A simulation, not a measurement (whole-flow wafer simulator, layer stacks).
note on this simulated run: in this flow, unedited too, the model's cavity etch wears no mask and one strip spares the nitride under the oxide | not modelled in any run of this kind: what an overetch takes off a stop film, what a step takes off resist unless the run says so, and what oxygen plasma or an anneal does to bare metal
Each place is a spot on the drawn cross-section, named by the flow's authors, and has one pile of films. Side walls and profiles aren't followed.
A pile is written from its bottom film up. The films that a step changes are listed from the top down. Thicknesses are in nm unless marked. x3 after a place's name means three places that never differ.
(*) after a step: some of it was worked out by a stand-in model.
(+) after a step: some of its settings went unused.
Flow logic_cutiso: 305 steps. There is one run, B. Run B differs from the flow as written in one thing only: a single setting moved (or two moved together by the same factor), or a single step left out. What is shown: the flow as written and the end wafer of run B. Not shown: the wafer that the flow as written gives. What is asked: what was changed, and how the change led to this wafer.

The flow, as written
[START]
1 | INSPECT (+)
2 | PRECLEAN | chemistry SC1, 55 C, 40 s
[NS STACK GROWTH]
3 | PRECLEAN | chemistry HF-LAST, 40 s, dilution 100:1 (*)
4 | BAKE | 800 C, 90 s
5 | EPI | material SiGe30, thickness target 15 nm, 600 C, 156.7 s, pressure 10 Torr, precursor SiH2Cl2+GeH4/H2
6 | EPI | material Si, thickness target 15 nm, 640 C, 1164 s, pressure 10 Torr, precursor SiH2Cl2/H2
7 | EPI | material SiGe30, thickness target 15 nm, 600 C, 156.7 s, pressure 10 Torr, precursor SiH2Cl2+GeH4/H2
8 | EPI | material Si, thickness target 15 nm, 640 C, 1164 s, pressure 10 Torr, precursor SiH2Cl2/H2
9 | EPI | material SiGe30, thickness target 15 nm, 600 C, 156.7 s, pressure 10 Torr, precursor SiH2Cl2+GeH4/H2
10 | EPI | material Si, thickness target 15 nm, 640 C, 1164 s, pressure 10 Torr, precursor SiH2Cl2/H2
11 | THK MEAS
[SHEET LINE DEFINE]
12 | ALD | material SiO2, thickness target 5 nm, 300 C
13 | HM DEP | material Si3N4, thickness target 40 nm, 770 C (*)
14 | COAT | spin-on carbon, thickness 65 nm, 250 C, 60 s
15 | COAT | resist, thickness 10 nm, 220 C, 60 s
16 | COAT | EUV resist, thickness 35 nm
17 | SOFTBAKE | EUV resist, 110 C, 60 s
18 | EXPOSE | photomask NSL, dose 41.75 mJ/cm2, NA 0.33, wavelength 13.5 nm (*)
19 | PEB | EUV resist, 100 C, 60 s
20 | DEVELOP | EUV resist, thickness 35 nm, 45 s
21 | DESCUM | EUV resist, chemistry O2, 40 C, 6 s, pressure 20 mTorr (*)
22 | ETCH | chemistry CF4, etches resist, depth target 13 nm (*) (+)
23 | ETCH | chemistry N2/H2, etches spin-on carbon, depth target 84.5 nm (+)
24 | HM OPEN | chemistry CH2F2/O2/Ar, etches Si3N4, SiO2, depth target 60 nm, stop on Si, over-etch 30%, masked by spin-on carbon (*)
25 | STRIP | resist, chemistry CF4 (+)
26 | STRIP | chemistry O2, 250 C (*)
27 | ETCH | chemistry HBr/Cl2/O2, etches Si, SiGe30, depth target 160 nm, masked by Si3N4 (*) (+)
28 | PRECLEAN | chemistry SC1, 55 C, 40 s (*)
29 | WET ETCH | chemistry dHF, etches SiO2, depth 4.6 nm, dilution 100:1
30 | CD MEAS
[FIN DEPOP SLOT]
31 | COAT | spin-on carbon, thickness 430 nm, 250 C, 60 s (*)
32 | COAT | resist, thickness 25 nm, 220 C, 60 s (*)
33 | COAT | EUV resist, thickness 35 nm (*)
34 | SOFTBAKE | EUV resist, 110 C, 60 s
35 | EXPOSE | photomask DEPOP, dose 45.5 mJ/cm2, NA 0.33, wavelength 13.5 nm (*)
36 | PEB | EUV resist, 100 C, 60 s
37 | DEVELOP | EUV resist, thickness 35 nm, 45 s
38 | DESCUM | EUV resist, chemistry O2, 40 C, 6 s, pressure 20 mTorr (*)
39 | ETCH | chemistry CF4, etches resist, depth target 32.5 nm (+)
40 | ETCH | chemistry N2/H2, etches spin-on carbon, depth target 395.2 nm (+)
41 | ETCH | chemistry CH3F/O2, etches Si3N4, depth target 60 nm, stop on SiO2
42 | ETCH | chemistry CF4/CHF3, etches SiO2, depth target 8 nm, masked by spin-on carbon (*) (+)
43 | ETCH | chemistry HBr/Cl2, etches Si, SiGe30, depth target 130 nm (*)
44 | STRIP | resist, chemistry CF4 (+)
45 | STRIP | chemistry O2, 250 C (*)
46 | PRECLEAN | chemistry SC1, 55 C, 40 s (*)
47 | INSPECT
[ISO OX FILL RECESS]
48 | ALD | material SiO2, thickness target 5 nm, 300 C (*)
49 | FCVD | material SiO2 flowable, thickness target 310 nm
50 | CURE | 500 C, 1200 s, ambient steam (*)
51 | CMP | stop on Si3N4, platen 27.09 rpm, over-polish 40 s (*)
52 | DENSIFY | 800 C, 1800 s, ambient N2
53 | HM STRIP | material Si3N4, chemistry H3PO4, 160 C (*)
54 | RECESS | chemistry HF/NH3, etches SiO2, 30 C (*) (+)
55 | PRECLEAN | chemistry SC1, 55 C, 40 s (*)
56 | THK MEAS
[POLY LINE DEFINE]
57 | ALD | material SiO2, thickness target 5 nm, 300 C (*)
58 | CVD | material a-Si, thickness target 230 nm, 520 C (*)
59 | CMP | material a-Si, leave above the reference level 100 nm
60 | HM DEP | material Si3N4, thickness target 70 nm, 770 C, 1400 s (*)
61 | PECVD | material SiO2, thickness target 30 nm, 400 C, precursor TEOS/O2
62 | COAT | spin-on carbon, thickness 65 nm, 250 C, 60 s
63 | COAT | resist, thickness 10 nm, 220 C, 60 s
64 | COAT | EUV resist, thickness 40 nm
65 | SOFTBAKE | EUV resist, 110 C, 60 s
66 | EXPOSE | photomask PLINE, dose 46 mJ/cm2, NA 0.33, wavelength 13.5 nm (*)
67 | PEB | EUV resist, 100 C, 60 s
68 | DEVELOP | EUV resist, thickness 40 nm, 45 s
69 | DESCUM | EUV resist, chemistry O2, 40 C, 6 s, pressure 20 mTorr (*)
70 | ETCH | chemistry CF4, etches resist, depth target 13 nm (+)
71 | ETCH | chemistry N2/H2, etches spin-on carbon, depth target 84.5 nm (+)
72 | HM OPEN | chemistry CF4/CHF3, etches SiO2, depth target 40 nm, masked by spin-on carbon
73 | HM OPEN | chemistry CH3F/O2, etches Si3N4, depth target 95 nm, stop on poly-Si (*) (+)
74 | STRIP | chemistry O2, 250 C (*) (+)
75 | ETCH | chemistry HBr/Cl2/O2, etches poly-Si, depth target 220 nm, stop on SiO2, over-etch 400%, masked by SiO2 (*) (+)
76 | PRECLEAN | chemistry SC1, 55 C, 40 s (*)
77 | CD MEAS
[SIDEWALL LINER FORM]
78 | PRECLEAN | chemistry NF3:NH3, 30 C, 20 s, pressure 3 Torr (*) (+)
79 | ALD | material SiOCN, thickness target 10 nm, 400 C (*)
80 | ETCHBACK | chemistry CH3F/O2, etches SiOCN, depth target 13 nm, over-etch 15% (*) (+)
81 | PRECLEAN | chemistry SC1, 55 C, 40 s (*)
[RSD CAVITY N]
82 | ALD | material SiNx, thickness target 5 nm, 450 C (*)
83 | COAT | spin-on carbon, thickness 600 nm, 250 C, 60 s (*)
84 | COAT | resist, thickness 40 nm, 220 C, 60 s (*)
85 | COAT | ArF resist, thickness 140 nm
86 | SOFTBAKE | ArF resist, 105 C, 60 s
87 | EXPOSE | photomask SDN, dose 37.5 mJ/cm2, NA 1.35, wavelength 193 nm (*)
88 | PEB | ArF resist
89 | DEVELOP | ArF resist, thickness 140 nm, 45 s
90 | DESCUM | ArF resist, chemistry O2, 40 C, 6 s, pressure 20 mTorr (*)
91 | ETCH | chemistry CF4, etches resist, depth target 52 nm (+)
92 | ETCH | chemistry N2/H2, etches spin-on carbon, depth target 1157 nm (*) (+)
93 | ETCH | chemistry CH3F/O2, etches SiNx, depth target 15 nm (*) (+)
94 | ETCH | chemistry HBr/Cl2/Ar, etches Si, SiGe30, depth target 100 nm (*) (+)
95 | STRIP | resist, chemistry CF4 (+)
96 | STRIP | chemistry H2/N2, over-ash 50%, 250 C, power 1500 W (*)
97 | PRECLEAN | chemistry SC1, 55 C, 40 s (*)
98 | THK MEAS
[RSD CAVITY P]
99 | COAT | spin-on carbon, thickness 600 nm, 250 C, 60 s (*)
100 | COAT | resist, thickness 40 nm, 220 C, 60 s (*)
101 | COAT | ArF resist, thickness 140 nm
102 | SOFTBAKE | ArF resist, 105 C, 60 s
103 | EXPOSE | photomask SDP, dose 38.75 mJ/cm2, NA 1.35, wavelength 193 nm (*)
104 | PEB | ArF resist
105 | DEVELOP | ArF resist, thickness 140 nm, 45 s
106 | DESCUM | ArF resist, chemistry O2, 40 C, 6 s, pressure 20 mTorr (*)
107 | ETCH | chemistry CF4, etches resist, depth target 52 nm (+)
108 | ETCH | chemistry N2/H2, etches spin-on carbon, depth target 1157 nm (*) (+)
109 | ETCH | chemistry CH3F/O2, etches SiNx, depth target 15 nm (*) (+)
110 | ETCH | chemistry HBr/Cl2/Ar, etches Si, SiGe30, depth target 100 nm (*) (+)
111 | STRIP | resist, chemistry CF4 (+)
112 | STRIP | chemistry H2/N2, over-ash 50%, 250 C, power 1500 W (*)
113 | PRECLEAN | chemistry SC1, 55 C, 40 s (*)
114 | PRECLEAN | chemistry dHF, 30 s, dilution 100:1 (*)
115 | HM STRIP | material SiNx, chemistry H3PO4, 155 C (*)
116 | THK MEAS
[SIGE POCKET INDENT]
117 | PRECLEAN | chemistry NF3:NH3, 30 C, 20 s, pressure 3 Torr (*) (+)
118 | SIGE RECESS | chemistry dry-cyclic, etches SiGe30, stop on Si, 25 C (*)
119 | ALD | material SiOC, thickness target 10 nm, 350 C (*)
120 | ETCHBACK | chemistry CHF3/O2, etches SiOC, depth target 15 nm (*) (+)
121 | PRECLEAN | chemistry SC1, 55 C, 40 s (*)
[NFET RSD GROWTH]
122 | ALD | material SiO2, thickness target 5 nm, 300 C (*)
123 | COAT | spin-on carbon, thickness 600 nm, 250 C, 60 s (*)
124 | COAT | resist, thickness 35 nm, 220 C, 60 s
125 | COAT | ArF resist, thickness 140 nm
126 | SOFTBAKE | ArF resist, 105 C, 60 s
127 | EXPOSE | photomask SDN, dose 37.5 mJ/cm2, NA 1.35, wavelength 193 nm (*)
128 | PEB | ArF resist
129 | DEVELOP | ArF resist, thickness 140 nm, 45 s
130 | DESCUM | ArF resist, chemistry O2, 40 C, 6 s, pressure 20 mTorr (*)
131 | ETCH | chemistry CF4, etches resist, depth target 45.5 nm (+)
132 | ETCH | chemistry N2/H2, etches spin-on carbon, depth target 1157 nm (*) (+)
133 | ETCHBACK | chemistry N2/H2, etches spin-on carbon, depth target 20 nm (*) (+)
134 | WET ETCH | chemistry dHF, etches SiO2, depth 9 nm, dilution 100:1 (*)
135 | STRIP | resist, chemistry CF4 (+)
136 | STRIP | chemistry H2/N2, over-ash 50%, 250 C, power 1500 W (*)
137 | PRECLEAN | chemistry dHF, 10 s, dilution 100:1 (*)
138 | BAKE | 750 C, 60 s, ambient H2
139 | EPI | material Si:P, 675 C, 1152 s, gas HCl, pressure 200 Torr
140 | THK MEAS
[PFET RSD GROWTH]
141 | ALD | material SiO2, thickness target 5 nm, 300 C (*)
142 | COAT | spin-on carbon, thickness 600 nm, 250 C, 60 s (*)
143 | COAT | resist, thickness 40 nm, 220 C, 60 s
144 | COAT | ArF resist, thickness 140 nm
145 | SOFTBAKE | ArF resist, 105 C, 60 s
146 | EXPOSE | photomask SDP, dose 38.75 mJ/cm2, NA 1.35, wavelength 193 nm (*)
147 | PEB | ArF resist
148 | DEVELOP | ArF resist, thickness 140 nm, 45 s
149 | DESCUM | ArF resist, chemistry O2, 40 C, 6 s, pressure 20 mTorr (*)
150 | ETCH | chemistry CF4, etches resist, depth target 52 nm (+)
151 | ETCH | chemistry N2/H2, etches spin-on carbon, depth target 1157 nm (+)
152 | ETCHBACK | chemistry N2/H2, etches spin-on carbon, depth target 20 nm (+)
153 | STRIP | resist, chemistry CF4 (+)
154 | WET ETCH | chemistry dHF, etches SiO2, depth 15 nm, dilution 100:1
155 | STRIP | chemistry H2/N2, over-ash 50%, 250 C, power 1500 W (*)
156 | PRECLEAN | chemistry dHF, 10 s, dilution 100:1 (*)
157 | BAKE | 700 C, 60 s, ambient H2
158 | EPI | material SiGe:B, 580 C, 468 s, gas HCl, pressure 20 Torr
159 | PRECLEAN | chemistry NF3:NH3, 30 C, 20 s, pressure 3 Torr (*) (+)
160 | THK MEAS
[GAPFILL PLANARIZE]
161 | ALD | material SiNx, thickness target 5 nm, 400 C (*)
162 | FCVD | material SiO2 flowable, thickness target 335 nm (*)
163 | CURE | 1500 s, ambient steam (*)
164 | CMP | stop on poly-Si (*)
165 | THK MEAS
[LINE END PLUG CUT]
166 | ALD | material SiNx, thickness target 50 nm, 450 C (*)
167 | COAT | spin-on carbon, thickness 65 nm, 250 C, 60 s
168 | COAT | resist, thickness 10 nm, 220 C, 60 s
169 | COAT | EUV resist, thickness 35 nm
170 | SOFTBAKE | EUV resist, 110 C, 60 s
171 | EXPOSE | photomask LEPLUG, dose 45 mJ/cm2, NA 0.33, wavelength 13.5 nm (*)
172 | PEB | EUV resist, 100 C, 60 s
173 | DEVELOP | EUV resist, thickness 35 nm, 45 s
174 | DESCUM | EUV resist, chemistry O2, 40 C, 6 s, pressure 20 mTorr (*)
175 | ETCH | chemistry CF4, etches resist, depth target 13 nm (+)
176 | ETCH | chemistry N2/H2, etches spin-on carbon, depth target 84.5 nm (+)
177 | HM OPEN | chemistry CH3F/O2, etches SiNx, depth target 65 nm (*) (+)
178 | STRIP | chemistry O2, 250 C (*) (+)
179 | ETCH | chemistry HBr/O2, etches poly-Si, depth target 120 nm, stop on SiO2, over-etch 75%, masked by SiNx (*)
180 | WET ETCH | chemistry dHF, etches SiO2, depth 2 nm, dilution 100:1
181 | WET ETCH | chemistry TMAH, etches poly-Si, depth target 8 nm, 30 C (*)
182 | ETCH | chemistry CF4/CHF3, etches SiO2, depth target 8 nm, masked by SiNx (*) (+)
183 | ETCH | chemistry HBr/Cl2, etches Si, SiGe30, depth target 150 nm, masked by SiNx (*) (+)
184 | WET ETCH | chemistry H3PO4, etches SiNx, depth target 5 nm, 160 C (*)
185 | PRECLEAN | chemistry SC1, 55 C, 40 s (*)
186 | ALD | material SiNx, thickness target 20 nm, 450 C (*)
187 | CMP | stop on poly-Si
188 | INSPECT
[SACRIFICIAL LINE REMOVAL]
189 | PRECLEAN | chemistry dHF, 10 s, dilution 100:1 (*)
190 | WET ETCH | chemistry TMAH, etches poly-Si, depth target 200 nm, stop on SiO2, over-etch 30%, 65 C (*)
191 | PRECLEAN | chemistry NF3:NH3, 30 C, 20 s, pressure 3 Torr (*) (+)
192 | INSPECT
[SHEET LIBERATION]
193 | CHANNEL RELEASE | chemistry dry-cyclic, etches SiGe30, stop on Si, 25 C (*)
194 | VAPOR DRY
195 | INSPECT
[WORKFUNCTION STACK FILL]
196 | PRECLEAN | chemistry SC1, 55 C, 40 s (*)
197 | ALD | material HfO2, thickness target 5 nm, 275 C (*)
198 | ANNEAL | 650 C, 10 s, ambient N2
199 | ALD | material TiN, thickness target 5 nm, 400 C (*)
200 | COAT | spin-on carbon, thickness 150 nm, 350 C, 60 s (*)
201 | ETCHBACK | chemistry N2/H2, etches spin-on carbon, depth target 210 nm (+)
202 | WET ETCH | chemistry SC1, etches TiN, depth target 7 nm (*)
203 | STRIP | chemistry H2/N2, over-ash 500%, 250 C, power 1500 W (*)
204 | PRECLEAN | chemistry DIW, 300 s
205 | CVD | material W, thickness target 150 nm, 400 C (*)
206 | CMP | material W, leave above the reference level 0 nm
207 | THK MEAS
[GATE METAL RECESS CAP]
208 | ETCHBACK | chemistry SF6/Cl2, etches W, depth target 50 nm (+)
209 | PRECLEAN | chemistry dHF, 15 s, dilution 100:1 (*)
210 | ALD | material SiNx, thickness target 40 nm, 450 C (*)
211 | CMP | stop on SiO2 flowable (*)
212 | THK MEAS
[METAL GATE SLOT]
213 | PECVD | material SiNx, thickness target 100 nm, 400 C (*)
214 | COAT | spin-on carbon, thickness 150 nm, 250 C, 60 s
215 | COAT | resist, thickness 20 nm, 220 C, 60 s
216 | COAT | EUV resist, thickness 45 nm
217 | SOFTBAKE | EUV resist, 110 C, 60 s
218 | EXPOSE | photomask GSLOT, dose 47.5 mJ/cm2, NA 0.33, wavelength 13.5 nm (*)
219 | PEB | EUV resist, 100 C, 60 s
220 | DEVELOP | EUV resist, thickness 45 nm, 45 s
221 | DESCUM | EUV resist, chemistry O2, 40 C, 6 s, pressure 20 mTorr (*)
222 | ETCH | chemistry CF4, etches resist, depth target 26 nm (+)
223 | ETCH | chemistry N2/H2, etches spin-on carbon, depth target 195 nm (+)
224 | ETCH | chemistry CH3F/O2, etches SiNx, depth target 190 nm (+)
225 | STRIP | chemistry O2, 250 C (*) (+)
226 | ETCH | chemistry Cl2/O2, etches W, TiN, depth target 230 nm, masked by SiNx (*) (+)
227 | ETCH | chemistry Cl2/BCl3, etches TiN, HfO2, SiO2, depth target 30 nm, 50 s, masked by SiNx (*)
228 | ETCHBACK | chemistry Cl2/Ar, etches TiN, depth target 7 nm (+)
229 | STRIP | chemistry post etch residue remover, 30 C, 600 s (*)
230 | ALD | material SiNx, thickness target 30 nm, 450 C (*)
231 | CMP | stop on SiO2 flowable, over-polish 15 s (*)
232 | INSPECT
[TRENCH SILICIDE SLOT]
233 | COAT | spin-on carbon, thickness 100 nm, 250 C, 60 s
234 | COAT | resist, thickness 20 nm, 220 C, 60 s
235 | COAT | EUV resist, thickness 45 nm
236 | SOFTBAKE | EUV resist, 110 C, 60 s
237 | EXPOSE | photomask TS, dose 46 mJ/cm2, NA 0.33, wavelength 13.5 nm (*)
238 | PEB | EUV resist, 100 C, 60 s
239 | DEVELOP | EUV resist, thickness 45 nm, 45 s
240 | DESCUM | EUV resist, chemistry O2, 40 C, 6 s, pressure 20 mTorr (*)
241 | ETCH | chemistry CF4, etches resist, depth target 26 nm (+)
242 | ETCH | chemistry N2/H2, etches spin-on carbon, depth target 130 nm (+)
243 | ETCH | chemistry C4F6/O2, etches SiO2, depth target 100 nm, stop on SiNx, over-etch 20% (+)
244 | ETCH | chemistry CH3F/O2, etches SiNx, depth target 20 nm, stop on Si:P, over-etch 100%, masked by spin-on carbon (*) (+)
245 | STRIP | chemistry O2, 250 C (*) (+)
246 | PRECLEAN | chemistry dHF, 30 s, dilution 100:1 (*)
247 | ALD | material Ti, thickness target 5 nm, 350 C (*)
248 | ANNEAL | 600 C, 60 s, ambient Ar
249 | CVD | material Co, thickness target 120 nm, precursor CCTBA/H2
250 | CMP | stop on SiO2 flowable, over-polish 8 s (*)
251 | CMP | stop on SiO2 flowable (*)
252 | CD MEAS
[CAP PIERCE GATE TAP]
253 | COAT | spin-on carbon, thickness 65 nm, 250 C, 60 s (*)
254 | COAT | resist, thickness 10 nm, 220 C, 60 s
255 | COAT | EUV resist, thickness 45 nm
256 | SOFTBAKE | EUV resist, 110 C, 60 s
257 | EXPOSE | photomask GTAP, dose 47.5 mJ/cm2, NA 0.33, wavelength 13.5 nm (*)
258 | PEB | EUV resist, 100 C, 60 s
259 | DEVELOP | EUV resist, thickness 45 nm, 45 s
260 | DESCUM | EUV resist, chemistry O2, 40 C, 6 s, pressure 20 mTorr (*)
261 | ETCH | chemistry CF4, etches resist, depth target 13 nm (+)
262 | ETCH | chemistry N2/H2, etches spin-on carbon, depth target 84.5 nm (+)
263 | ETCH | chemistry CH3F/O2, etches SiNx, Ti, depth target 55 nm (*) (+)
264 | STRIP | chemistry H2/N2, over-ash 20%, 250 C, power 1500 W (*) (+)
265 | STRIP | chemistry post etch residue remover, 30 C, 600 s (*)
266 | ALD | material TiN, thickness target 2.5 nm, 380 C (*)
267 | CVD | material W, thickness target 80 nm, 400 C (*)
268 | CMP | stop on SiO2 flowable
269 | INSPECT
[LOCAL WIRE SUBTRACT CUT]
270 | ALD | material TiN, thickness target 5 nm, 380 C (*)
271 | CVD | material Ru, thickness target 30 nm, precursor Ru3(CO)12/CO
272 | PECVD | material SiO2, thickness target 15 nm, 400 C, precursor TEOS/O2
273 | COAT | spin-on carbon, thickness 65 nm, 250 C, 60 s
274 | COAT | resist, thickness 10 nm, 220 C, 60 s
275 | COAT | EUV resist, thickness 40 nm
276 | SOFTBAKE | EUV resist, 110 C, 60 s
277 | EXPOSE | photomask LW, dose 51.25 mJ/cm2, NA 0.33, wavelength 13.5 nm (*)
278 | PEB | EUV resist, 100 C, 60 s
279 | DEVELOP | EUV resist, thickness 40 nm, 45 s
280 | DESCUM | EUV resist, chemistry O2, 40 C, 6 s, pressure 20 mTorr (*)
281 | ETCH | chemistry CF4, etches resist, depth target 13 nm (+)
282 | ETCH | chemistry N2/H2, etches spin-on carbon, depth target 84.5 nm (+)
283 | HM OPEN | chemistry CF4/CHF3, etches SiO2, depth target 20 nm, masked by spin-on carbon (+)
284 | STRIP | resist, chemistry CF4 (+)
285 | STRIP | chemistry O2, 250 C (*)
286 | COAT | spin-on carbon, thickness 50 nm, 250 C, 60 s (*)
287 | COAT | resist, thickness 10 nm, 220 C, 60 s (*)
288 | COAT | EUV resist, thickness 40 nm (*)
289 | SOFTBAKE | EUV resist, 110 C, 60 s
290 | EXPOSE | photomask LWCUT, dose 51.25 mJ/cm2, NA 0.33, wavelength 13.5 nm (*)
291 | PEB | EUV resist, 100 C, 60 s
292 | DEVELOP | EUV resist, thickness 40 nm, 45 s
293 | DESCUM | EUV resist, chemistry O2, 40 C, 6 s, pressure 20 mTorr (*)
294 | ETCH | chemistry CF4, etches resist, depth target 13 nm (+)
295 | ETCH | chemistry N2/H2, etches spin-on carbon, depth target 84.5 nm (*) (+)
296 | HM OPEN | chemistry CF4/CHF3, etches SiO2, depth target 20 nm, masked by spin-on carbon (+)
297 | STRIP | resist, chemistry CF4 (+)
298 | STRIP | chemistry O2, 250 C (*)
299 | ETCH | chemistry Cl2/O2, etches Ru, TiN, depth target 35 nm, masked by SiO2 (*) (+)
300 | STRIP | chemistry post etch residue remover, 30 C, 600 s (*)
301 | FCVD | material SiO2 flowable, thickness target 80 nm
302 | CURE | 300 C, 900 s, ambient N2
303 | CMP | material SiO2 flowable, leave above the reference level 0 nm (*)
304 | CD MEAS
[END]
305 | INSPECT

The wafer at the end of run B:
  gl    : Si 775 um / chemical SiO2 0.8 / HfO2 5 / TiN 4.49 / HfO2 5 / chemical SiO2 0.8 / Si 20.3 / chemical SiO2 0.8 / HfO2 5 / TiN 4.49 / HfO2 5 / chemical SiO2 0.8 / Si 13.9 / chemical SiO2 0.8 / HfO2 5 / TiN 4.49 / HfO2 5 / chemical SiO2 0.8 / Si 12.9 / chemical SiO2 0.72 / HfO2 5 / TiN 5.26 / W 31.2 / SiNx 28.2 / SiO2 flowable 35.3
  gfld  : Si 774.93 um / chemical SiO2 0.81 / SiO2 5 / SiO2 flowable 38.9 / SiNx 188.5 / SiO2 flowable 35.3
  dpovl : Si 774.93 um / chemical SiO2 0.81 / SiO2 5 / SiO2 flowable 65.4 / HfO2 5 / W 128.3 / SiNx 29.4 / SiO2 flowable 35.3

What caused this: step 6, EPI: thickness target 21.4 nm was run, whereas the flow has thickness target 15 nm; step 6, EPI: 1659 s was run, where the flow has 1164 s.

Step by step, how the change led to this:
  6 | EPI | material Si, thickness target 15 nm, 640 C, 1164 s, pressure 10 Torr, precursor SiH2Cl2/H2
      depop, dpovl, gfld and 19 more: Si gains 21.4 (new film) (in the flow as written it would be: Si gains 15 (new film))
  27 | ETCH | chemistry HBr/Cl2/O2, etches Si, SiGe30, depth target 160 nm, masked by Si3N4 (*) (+)
      gfld, gxf, iso, lnri: chemical SiO2 loses 0.79 (all of it), Si loses 11.4 (all of it), SiGe30 loses 15 (all of it), Si loses 15 (all of it), SiGe30 loses 15 (all of it), Si loses 21.4 (all of it), SiGe30 loses 15 (all of it), Si loses 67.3 (in the flow as written it would be: chemical SiO2 loses 0.79 (all of it), Si loses 11.4 (all of it), SiGe30 loses 15 (all of it), Si loses 15 (all of it), SiGe30 loses 15 (all of it), Si loses 15 (all of it), SiGe30 loses 15 (all of it), Si loses 73.6)
      dpovl, nsgap: chemical SiO2 loses 0.79 (all of it), Si loses 11.8 (all of it), SiGe30 loses 15 (all of it), Si loses 15 (all of it), SiGe30 loses 15 (all of it), Si loses 21.4 (all of it), SiGe30 loses 15 (all of it), Si loses 66.9 (in the flow as written it would be: chemical SiO2 loses 0.79 (all of it), Si loses 11.8 (all of it), SiGe30 loses 15 (all of it), Si loses 15 (all of it), SiGe30 loses 15 (all of it), Si loses 15 (all of it), SiGe30 loses 15 (all of it), Si loses 73.2)
      (also at 1 further place)
  43 | ETCH | chemistry HBr/Cl2, etches Si, SiGe30, depth target 130 nm (*)
      depop: Si loses 14 (all of it), SiGe30 loses 15 (all of it), Si loses 15 (all of it), SiGe30 loses 15 (all of it), Si loses 21.4 (all of it), SiGe30 loses 15 (all of it), Si loses 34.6 (in the flow as written it would be: Si loses 14 (all of it), SiGe30 loses 15 (all of it), Si loses 15 (all of it), SiGe30 loses 15 (all of it), Si loses 15 (all of it), SiGe30 loses 15 (all of it), Si loses 41)
  94 | ETCH | chemistry HBr/Cl2/Ar, etches Si, SiGe30, depth target 100 nm (*) (+)
      rsdn, rsdx: chemical SiO2 loses 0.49 (all of it), Si loses 12.8 (all of it), SiGe30 loses 15 (all of it), Si loses 15 (all of it), SiGe30 loses 15 (all of it), Si loses 21.4 (all of it), SiGe30 loses 15 (all of it), Si loses 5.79 (in the flow as written it would be: chemical SiO2 loses 0.49 (all of it), Si loses 12.8 (all of it), SiGe30 loses 15 (all of it), Si loses 15 (all of it), SiGe30 loses 15 (all of it), Si loses 15 (all of it), SiGe30 loses 15 (all of it), Si loses 12.2)
  110 | ETCH | chemistry HBr/Cl2/Ar, etches Si, SiGe30, depth target 100 nm (*) (+)
      rsdp, rsdw: chemical SiO2 loses 0.49 (all of it), Si loses 12.8 (all of it), SiGe30 loses 15 (all of it), Si loses 15 (all of it), SiGe30 loses 15 (all of it), Si loses 21.4 (all of it), SiGe30 loses 15 (all of it), Si loses 5.79 (in the flow as written it would be: chemical SiO2 loses 0.49 (all of it), Si loses 12.8 (all of it), SiGe30 loses 15 (all of it), Si loses 15 (all of it), SiGe30 loses 15 (all of it), Si loses 15 (all of it), SiGe30 loses 15 (all of it), Si loses 12.2)
  183 | ETCH | chemistry HBr/Cl2, etches Si, SiGe30, depth target 150 nm, masked by SiNx (*) (+)
      plug: Si loses 13.6 (all of it), SiGe30 loses 15 (all of it), Si loses 15 (all of it), SiGe30 loses 15 (all of it), Si loses 21.4 (all of it), SiGe30 loses 15 (all of it), Si loses 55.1 (in the flow as written it would be: Si loses 13.6 (all of it), SiGe30 loses 15 (all of it), Si loses 15 (all of it), SiGe30 loses 15 (all of it), Si loses 15 (all of it), SiGe30 loses 15 (all of it), Si loses 61.4)
